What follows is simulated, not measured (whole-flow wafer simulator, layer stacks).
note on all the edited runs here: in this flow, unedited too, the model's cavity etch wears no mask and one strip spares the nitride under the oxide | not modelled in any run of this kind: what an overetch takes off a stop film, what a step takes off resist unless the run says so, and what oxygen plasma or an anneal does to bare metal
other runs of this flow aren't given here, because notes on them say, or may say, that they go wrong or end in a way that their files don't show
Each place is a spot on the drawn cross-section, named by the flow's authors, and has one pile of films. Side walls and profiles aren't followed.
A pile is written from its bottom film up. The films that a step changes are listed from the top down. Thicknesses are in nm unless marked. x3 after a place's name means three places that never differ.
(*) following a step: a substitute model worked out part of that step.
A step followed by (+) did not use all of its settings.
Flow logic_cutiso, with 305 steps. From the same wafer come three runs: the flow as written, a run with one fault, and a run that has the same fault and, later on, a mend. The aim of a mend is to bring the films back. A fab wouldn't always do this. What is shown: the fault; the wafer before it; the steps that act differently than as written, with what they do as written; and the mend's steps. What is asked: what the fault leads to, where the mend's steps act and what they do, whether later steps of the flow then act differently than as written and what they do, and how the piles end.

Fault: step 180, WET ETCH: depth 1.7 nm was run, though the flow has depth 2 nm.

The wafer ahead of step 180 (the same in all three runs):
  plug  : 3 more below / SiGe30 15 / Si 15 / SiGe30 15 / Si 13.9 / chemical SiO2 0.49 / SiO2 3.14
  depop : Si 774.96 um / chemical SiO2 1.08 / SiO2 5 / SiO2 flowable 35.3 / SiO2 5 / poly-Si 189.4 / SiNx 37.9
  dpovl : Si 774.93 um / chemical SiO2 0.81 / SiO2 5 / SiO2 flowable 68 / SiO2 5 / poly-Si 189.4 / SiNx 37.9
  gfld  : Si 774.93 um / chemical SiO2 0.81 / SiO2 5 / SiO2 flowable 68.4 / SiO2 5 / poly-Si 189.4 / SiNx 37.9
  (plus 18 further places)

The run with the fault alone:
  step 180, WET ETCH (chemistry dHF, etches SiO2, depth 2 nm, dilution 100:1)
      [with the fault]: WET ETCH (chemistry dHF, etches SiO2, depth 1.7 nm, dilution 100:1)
      at every place that is followed, does what it does as written, but for slight differences, by at most 2% or 0.5 nm, whichever is larger
  Steps later in the flow that act otherwise than as written (not shown: 2 more steps that differ only slightly, by at most 2% or 0.5 nm, whichever is larger):
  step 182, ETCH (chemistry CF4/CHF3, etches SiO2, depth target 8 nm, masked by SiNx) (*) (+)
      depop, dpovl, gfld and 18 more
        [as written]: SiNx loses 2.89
        [with the fault]: SiNx loses 3.42
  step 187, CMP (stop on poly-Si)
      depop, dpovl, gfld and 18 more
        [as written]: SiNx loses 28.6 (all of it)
        [with the fault]: SiNx loses 28 (all of it)
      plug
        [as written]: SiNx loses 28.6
        [with the fault]: SiNx loses 28
  When the end is reached, the piles differ only a little from the flow's at the places that both follow, at most by 2% or 0.5 nm, whichever is larger.

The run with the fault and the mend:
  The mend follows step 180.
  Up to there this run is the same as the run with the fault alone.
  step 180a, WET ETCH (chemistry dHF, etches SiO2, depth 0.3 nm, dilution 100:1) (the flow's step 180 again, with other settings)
      plug
        SiO2 loses 0.3
  Later steps of the flow that are run all act as written at every place that is followed.
  At every place that both follow, the piles at the end match the flow's.
